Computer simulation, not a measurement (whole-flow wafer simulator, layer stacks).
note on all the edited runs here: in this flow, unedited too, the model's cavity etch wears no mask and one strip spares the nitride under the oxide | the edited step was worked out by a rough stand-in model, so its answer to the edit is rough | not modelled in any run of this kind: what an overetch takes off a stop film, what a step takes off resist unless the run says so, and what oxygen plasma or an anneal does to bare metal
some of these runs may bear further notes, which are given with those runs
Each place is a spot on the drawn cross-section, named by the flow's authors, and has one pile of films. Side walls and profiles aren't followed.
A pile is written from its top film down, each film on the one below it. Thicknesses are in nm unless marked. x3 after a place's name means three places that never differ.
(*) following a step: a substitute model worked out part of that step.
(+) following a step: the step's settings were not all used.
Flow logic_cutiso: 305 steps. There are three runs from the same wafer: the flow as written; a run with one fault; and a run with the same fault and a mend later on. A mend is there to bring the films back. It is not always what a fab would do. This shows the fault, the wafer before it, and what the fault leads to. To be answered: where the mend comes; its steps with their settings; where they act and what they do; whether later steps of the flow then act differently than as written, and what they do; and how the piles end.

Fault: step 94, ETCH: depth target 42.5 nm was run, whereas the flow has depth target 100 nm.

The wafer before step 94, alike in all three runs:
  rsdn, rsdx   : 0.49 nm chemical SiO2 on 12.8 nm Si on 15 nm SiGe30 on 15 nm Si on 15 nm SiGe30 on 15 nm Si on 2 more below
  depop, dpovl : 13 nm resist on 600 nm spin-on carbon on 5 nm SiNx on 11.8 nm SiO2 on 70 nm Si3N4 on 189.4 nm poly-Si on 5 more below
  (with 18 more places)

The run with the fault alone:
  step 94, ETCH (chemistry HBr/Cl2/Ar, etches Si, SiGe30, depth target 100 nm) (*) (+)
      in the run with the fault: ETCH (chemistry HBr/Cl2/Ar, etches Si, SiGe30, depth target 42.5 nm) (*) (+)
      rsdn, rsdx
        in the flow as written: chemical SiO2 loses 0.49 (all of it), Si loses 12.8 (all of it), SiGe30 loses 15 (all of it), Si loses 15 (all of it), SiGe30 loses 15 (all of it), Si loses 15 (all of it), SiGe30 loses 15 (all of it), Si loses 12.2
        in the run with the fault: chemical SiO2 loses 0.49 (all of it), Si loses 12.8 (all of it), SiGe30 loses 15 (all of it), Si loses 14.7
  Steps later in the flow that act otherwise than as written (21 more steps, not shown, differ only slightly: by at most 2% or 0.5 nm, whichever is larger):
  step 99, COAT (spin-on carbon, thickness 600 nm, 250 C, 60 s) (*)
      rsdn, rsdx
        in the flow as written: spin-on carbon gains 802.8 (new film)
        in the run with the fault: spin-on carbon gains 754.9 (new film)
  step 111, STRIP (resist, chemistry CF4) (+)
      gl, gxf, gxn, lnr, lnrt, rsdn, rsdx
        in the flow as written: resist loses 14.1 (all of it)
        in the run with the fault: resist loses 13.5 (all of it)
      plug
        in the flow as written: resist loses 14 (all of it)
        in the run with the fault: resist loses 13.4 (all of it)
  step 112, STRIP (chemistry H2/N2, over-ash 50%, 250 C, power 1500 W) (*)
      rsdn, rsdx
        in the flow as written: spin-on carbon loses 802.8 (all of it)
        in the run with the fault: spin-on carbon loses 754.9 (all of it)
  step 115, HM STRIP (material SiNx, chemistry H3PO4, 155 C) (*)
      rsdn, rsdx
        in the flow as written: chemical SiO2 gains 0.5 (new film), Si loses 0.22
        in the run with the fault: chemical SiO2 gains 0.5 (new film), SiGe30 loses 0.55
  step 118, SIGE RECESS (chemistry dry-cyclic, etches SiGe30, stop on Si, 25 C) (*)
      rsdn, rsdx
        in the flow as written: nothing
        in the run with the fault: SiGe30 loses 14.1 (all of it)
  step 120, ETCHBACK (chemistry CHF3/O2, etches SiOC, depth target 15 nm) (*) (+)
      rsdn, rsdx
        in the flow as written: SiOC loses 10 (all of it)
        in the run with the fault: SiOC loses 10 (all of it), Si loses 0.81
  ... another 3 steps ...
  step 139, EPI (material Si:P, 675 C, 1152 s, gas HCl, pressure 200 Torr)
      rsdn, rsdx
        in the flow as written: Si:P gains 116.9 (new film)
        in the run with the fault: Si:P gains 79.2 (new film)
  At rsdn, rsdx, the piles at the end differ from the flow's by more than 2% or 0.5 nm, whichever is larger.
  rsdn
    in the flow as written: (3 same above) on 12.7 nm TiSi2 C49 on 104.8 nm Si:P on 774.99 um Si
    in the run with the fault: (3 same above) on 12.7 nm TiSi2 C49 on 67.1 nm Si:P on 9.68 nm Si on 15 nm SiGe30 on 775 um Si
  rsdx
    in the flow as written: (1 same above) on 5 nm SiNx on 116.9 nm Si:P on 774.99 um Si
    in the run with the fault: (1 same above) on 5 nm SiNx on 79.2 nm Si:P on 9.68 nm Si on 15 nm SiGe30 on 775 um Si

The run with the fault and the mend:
  The mend follows step 94.
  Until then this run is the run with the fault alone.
  step 94a, ETCH (chemistry HBr/Cl2/Ar, etches Si, SiGe30, depth target 57.5 nm) (*) (+) (the flow's step 94 again, with other settings)
      rsdn, rsdx
        Si loses 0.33 (all of it), SiGe30 loses 15 (all of it), Si loses 15 (all of it), SiGe30 loses 15 (all of it), Si loses 12.2
  None of the later steps of the flow acts differently than as written at any place that is followed.
  The piles end the same as the flow's at every place that both follow.
